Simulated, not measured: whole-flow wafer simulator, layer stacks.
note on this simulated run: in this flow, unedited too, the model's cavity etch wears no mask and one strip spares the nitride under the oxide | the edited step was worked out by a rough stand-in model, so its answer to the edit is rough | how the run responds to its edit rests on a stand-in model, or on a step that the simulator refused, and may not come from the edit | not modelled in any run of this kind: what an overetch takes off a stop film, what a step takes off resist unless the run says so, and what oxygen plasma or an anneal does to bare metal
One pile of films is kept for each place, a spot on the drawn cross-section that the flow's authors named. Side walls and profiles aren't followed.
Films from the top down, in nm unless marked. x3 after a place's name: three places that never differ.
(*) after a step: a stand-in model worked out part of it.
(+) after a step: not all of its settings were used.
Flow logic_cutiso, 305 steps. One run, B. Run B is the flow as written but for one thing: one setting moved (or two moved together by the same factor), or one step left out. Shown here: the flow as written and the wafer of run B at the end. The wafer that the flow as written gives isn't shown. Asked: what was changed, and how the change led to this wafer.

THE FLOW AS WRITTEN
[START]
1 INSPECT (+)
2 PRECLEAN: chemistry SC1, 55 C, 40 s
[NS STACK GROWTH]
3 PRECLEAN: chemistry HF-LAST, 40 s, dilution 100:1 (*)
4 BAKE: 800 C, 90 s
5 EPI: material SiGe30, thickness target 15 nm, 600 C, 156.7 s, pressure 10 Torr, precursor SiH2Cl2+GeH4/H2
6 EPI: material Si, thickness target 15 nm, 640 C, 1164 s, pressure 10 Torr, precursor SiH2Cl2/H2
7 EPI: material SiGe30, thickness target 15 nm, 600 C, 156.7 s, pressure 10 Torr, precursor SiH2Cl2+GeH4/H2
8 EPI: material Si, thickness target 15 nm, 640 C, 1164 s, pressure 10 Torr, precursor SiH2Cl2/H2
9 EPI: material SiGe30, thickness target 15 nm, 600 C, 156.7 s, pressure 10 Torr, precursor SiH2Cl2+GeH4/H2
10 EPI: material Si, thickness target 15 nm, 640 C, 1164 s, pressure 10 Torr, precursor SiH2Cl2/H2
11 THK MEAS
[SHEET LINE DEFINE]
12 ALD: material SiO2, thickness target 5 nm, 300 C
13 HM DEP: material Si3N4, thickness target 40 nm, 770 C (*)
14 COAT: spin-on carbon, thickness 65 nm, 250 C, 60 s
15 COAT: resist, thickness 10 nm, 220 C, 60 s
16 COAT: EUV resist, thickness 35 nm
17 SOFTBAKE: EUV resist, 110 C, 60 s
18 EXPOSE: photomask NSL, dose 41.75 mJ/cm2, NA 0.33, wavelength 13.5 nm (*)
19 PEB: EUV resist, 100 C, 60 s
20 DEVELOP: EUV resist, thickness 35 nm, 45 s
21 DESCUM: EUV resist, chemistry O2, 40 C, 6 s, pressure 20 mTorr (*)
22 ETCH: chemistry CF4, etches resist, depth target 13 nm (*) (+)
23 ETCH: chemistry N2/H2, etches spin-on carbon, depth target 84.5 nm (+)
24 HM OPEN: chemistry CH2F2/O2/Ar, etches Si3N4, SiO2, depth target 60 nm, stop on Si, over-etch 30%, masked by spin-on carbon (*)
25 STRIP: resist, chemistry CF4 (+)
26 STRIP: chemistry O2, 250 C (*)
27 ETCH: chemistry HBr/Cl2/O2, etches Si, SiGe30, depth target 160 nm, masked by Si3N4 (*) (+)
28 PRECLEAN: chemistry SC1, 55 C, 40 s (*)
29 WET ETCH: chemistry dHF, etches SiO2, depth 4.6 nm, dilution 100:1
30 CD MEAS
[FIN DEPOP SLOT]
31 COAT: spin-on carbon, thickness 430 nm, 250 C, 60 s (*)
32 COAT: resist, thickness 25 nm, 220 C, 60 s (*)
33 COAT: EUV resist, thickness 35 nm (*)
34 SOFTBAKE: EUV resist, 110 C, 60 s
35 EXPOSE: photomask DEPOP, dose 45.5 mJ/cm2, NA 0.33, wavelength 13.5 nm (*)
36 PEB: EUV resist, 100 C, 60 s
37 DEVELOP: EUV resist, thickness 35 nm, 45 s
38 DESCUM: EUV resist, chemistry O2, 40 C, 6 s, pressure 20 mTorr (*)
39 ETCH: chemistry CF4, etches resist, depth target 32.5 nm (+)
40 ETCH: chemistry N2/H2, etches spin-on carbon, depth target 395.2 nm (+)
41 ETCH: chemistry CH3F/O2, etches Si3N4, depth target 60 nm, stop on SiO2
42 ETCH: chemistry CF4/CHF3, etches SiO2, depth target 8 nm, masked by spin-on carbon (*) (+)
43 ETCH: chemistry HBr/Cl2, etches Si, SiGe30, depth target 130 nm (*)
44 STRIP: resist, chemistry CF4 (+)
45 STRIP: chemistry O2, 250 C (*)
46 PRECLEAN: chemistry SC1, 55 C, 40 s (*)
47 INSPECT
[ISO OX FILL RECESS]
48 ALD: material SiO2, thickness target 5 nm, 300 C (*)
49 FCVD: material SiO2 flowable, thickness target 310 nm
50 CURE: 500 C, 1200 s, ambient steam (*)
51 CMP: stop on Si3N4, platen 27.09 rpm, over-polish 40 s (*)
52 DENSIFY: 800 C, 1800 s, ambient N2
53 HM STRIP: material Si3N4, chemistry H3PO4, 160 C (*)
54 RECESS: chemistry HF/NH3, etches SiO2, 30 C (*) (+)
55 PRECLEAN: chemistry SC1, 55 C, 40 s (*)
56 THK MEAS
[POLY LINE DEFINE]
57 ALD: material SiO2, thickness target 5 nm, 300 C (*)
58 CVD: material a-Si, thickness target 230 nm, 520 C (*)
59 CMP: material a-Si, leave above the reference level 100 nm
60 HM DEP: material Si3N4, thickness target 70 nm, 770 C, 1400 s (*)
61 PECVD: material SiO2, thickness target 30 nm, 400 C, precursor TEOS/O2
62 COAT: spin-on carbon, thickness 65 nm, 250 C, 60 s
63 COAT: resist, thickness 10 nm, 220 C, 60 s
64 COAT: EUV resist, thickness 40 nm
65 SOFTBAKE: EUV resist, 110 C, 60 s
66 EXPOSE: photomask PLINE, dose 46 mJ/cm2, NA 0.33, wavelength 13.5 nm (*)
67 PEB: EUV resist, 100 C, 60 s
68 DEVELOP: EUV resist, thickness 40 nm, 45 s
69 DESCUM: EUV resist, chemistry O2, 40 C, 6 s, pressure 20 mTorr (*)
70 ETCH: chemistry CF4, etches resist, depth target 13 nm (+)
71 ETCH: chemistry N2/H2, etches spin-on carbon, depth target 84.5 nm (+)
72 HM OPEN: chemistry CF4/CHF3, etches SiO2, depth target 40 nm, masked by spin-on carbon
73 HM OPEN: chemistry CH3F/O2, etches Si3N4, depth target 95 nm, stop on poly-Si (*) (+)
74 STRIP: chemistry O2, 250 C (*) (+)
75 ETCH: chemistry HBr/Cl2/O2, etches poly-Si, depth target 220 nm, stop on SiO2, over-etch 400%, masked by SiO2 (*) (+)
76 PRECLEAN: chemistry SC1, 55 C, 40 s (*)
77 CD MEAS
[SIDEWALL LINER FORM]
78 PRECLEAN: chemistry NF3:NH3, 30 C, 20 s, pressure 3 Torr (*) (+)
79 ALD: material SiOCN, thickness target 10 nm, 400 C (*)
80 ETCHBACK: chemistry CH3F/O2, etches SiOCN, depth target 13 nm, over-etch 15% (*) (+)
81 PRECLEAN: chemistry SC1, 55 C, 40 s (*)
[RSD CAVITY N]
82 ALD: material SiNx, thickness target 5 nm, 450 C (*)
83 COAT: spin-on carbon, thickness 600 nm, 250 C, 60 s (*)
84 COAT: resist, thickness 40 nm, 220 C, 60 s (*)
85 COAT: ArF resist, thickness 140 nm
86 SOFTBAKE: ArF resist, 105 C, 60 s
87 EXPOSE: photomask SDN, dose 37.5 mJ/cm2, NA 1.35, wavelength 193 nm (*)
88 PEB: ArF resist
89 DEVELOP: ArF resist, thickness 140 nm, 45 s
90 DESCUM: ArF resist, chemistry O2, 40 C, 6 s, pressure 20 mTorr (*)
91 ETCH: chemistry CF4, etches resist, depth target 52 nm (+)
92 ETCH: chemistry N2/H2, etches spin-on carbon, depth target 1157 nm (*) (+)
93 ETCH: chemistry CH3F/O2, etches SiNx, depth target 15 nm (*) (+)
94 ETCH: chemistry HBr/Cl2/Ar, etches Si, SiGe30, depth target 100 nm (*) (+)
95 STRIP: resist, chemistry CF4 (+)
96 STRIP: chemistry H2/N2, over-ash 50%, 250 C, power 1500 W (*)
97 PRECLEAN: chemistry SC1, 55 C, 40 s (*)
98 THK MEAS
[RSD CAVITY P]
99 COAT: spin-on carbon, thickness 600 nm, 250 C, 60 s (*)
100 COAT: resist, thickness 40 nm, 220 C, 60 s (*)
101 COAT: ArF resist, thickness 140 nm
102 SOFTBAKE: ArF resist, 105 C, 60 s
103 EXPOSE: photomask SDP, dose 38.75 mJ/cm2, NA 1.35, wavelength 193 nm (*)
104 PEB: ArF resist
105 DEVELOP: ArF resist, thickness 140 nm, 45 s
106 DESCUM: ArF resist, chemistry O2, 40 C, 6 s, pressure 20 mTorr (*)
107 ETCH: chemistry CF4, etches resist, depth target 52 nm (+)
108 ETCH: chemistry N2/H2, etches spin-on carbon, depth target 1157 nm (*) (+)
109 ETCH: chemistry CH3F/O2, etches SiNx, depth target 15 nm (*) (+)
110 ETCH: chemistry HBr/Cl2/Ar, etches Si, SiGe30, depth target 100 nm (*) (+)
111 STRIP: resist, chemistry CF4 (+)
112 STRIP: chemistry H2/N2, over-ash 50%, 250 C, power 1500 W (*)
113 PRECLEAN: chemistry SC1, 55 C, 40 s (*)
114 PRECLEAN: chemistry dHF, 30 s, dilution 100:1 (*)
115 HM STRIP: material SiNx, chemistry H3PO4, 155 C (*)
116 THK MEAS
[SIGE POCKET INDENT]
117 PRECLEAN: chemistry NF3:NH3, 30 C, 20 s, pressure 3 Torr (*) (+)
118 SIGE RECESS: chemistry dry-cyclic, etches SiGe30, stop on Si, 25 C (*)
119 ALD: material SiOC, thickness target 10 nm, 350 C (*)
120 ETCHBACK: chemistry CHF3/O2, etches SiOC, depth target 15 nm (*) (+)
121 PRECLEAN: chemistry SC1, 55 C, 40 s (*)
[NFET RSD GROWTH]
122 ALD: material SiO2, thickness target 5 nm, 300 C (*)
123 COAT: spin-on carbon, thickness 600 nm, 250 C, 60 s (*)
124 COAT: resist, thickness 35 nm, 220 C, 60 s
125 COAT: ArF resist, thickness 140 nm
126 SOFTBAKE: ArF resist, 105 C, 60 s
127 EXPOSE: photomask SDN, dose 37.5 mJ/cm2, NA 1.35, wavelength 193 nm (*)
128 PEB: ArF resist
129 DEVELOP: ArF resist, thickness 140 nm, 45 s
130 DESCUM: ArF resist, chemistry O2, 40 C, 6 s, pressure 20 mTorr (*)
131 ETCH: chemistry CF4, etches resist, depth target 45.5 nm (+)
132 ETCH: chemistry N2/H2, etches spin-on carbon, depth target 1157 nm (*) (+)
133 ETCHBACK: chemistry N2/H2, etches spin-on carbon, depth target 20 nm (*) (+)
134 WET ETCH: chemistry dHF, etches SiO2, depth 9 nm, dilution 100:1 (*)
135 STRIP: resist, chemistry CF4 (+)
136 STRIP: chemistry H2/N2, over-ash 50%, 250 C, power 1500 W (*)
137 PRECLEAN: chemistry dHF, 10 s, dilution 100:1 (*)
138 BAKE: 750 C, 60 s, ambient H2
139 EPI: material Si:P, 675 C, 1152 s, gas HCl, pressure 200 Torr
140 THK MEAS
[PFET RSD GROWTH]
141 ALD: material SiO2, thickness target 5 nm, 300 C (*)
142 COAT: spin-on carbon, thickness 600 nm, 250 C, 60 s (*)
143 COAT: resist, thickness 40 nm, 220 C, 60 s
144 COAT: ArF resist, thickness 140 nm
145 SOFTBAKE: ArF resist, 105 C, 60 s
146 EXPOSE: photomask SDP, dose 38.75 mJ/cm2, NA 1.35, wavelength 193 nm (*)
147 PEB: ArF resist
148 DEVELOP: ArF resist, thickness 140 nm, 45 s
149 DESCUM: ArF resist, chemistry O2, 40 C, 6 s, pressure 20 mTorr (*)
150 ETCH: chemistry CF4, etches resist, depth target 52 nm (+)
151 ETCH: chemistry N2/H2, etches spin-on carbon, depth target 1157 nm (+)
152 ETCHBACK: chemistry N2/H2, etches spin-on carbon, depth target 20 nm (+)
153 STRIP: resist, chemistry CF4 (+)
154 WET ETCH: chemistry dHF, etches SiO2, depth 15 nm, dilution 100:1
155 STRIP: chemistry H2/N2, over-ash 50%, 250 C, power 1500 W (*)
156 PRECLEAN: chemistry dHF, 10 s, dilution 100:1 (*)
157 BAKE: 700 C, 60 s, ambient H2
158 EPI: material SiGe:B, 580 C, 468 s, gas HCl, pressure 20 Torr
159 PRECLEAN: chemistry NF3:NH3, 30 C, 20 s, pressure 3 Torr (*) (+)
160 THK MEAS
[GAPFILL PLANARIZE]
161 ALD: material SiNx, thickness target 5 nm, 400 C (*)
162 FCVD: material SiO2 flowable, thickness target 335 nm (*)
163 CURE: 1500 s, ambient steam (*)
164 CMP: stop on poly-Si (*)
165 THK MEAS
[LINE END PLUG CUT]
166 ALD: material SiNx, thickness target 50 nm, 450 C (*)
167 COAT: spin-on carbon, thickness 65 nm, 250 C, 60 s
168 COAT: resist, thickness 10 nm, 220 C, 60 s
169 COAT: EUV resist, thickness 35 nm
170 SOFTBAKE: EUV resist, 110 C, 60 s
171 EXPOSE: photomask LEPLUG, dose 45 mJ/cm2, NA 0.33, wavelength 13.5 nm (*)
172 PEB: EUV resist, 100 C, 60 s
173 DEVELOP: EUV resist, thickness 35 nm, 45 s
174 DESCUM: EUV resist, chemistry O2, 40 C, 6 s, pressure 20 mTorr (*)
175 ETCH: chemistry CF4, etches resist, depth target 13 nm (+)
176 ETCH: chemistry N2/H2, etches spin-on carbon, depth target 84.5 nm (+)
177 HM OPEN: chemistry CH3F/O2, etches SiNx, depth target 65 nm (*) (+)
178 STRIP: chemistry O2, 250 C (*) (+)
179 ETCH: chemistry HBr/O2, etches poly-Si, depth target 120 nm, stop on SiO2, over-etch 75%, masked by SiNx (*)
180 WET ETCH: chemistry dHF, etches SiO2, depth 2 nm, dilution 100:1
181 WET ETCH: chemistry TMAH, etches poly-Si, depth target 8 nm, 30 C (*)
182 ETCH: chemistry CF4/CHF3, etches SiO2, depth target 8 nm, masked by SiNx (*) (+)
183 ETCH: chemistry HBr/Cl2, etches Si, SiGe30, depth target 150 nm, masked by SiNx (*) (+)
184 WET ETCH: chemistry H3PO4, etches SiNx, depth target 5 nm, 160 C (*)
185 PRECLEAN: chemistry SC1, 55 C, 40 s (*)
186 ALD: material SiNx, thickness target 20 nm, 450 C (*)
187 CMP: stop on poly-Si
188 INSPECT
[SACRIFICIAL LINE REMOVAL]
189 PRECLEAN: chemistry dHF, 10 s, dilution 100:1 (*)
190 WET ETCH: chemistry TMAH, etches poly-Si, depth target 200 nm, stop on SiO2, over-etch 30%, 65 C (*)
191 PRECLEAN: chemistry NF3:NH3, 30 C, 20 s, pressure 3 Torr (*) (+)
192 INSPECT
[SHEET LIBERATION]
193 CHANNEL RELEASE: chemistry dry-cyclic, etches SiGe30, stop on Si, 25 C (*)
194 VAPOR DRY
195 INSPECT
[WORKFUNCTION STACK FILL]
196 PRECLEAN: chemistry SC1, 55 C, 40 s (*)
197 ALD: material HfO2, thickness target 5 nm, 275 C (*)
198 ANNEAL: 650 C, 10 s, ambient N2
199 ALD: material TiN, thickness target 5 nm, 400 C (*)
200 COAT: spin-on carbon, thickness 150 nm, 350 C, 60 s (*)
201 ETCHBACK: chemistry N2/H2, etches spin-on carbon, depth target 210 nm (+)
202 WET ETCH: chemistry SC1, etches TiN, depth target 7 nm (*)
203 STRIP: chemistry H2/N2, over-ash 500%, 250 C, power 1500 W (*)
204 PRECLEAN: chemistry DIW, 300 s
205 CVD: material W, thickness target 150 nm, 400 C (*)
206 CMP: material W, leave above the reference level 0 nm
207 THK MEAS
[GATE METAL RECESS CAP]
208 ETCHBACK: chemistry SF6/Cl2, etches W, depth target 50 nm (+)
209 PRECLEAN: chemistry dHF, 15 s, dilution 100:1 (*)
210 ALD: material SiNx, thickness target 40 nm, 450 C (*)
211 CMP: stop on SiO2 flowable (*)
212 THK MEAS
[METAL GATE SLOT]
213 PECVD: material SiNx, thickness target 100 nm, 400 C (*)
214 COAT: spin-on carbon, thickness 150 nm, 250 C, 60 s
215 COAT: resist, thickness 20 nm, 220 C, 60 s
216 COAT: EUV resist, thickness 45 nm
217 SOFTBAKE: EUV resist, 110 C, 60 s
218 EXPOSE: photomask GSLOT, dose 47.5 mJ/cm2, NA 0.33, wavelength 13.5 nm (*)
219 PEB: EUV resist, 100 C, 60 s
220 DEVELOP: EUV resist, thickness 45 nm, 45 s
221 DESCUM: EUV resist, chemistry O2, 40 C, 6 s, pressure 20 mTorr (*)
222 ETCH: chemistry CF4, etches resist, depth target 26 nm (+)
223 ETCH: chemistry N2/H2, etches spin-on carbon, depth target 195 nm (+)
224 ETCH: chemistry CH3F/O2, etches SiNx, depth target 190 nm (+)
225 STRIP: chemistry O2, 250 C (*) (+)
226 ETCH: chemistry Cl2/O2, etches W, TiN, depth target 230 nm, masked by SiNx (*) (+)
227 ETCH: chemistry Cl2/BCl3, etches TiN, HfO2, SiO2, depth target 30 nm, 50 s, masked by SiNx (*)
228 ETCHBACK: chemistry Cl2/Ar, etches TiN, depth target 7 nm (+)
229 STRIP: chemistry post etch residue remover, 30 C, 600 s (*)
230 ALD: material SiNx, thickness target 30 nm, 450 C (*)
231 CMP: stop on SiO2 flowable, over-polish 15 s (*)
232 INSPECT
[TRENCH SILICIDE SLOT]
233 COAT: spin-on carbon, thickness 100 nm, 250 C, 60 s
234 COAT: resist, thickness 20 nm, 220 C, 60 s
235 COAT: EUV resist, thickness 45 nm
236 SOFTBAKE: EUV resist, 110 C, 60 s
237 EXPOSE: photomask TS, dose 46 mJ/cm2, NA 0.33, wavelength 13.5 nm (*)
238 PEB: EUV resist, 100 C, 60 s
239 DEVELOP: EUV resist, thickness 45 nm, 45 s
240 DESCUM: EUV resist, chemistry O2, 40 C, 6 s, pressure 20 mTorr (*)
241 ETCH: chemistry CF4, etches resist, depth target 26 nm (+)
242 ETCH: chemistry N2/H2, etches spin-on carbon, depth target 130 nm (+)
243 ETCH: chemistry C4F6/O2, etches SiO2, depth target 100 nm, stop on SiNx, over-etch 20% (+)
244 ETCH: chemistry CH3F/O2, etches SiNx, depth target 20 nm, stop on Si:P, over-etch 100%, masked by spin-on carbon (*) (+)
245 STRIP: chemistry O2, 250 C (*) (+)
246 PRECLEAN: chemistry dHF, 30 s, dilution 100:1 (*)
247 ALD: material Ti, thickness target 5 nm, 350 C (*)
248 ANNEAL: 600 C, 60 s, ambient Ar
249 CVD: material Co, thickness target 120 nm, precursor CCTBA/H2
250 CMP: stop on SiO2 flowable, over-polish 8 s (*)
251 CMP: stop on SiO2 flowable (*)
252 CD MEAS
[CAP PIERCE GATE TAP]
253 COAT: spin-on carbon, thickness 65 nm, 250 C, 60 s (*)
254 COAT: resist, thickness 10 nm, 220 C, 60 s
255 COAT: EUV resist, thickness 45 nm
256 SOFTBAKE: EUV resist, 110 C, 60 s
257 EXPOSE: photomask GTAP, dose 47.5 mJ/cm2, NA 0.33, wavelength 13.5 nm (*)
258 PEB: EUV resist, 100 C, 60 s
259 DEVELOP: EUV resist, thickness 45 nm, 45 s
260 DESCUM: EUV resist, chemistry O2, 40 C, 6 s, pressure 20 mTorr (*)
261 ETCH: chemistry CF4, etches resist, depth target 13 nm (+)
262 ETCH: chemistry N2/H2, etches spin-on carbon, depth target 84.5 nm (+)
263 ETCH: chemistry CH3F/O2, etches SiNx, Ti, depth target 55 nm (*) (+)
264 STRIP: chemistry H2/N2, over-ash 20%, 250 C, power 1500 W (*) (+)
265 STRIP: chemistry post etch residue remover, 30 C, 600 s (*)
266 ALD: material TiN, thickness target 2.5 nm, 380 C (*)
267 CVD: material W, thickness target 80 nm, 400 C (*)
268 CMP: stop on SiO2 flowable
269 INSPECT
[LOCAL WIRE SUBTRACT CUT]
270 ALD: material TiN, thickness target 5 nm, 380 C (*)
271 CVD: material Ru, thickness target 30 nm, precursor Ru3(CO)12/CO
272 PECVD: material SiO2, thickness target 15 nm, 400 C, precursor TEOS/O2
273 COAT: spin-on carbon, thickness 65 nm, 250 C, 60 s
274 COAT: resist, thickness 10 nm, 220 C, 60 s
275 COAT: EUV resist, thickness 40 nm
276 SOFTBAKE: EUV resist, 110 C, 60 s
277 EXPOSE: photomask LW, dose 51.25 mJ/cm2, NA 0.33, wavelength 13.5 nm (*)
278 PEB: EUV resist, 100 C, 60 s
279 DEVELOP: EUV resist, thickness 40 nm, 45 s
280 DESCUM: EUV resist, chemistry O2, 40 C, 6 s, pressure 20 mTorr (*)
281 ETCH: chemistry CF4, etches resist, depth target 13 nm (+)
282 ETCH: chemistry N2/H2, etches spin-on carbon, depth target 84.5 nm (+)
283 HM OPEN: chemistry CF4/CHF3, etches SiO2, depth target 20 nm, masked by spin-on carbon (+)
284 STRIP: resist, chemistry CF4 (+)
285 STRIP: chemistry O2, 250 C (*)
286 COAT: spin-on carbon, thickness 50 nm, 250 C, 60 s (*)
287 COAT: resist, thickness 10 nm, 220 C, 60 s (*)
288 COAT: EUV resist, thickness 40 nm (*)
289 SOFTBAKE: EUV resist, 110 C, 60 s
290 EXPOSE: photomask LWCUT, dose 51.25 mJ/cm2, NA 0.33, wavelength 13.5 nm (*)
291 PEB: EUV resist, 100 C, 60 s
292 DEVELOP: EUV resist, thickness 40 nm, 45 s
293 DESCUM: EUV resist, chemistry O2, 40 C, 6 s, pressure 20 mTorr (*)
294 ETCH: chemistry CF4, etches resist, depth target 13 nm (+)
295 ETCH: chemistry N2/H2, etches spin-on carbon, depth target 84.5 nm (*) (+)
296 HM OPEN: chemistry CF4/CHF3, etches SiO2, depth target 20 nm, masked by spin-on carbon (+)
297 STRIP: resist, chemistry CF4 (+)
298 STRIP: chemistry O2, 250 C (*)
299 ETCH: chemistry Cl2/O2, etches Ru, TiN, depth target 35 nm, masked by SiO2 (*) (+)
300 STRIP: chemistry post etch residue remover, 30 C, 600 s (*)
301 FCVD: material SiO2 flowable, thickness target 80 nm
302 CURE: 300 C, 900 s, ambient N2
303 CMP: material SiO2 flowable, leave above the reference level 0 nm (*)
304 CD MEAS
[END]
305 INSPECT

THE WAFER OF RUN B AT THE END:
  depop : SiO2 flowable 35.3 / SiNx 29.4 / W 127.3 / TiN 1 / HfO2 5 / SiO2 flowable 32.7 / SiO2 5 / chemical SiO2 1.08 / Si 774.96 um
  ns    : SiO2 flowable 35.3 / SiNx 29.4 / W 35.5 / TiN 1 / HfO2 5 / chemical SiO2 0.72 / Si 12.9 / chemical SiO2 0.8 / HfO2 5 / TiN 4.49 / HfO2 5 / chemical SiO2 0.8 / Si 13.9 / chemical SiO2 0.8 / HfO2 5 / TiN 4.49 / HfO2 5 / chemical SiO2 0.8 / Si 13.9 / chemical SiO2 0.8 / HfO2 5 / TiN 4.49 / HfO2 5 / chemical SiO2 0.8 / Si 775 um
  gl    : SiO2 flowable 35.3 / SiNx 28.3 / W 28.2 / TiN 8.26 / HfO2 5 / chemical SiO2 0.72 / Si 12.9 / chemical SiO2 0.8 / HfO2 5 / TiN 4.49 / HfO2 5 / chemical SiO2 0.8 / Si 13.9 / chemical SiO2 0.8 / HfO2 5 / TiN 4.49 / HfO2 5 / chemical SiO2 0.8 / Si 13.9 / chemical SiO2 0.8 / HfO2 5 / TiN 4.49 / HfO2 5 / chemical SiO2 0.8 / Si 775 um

The cause: step 199, ALD: thickness target 8 nm was run, where the flow has thickness target 5 nm.

How the change led to this, step by step:
  199 ALD: material TiN, thickness target 5 nm, 400 C (*)
      depop, dpovl, iso and 11 more: TiN +8 (new film) (as written it would be: TiN +5 (new film))
      gl, glp, tap: TiN +8.26 (new film), TiN +4.49 (new film), cavity -4.49 (all of it), TiN +4.49 (new film), cavity -4.49 (all of it), TiN +4.49 (new film), cavity -4.49 (all of it) (as written it would be: TiN +5.26 (new film), TiN +4.49 (new film), cavity -4.49 (all of it), TiN +4.49 (new film), cavity -4.49 (all of it), TiN +4.49 (new film), cavity -4.49 (all of it))
      (and at 5 more places)
  200 COAT: spin-on carbon, thickness 150 nm, 350 C, 60 s (*)
      gl, glp: spin-on carbon +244 (new film) (as written it would be: spin-on carbon +236.9 (new film))
      gxn, gxp: spin-on carbon +244.2 (new film) (as written it would be: spin-on carbon +236.9 (new film))
      (and at 18 more places)
  201 ETCHBACK: chemistry N2/H2, etches spin-on carbon, depth target 210 nm (+)
      lnr, lnrp: spin-on carbon -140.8 (all of it) (as written it would be: spin-on carbon -133.9 (all of it))
      rsdn, rsdw: spin-on carbon -152.8 (all of it) (as written it would be: spin-on carbon -145.8 (all of it))
      (and at 11 more places)
  202 WET ETCH: chemistry SC1, etches TiN, depth target 7 nm (*)
      depop, dpovl, iso and 12 more: TiN -7 (as written it would be: TiN -5 (all of it))
  203 STRIP: chemistry H2/N2, over-ash 500%, 250 C, power 1500 W (*)
      gl, glp: spin-on carbon -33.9 (all of it) (as written it would be: spin-on carbon -26.7 (all of it))
      gxn, gxp: spin-on carbon -34 (all of it) (as written it would be: spin-on carbon -26.8 (all of it))
      (and at 3 more places)
  205 CVD: material W, thickness target 150 nm, 400 C (*)
      gxf: W +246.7 (new film) (as written it would be: W +337.8 (new film))
  206 CMP: material W, leave above the reference level 0 nm
      lnr, lnri, lnrp, lnrt: W -150 (all of it), TiN -1 (all of it), HfO2 -5 (all of it), SiOCN -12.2 (as written it would be: W -150 (all of it), HfO2 -5 (all of it), SiOCN -12.2)
      rsdn, rsdp, rsdw, rsdx: W -162.2 (all of it), TiN -1 (all of it), HfO2 -5 (all of it) (as written it would be: W -162.2 (all of it), HfO2 -5 (all of it))
      (and at 2 more places)
  226 ETCH: chemistry Cl2/O2, etches W, TiN, depth target 230 nm, masked by SiNx (*) (+)
      gfld: W -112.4 (all of it), TiN -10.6 (all of it), HfO2 -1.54 (as written it would be: W -115.4 (all of it), TiN -7.64 (all of it), HfO2 -1.54)
